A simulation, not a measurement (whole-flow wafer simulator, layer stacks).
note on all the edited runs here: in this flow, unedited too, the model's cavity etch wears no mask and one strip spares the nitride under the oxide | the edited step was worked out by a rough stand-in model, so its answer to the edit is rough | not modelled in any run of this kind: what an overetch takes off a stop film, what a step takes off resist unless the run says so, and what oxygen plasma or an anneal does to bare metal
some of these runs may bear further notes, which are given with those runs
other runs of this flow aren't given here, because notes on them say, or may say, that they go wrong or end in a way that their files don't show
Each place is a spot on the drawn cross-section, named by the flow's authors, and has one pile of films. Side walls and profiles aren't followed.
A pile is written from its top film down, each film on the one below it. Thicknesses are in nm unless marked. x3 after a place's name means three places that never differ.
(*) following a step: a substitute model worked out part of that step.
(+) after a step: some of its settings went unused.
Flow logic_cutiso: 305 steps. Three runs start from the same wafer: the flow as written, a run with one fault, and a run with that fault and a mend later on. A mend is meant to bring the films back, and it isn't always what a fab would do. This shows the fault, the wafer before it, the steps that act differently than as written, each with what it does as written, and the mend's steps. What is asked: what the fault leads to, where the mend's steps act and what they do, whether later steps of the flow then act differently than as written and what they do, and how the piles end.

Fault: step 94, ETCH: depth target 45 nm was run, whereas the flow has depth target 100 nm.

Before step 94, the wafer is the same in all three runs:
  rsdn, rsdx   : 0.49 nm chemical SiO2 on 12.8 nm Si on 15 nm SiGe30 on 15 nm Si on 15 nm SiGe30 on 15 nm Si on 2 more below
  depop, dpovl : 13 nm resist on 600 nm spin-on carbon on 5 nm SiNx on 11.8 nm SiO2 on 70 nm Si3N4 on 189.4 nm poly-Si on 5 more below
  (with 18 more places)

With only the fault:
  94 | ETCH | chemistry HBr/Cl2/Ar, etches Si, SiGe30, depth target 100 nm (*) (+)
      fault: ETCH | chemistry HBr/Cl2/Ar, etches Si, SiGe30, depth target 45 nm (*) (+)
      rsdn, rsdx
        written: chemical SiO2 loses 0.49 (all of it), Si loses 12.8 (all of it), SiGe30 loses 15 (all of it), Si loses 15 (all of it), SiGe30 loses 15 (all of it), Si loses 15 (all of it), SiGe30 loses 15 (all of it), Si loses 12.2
        fault: chemical SiO2 loses 0.49 (all of it), Si loses 12.8 (all of it), SiGe30 loses 15 (all of it), Si loses 15 (all of it), SiGe30 loses 2.17
  Steps later in the flow that act otherwise than as written (21 more steps, not shown, differ only slightly: by at most 2% or 0.5 nm, whichever is larger):
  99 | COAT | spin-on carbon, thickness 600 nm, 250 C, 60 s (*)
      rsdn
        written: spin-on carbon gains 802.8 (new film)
        fault: spin-on carbon gains 756.9 (new film)
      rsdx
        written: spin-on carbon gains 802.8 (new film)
        fault: spin-on carbon gains 756.8 (new film)
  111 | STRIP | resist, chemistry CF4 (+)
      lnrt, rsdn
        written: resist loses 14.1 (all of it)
        fault: resist loses 13.5 (all of it)
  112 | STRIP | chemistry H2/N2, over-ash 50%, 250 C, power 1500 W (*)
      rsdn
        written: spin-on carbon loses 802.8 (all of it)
        fault: spin-on carbon loses 756.9 (all of it)
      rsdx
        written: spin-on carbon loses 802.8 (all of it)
        fault: spin-on carbon loses 756.8 (all of it)
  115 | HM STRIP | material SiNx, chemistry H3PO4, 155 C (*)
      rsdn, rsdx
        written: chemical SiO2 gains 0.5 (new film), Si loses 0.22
        fault: chemical SiO2 gains 0.5 (new film), SiGe30 loses 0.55
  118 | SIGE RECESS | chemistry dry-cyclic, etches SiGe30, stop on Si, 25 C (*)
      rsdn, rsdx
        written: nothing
        fault: SiGe30 loses 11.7 (all of it)
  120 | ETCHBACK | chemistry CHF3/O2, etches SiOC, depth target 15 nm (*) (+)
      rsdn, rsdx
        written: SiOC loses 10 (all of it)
        fault: SiOC loses 10 (all of it), Si loses 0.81
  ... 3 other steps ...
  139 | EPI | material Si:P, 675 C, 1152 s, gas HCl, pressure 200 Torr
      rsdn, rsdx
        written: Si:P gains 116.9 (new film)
        fault: Si:P gains 79.2 (new film)
  At rsdn, rsdx, the piles at the end differ from the flow's by more than 2% or 0.5 nm, whichever is larger.
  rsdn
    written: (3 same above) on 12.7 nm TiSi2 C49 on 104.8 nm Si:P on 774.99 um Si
    fault: (3 same above) on 12.7 nm TiSi2 C49 on 67.1 nm Si:P on 9.68 nm Si on 15 nm SiGe30 on 775 um Si
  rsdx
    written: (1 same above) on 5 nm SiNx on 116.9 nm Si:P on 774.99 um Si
    fault: (1 same above) on 5 nm SiNx on 79.2 nm Si:P on 9.68 nm Si on 15 nm SiGe30 on 775 um Si

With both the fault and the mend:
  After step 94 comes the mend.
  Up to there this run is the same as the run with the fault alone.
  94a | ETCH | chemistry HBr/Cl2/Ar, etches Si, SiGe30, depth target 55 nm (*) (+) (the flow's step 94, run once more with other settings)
      rsdn, rsdx
        SiGe30 loses 12.8 (all of it), Si loses 15 (all of it), SiGe30 loses 15 (all of it), Si loses 12.2
  Later steps of the flow that are run all act as written at every place that is followed.
  At every place that both follow, the piles at the end match the flow's.
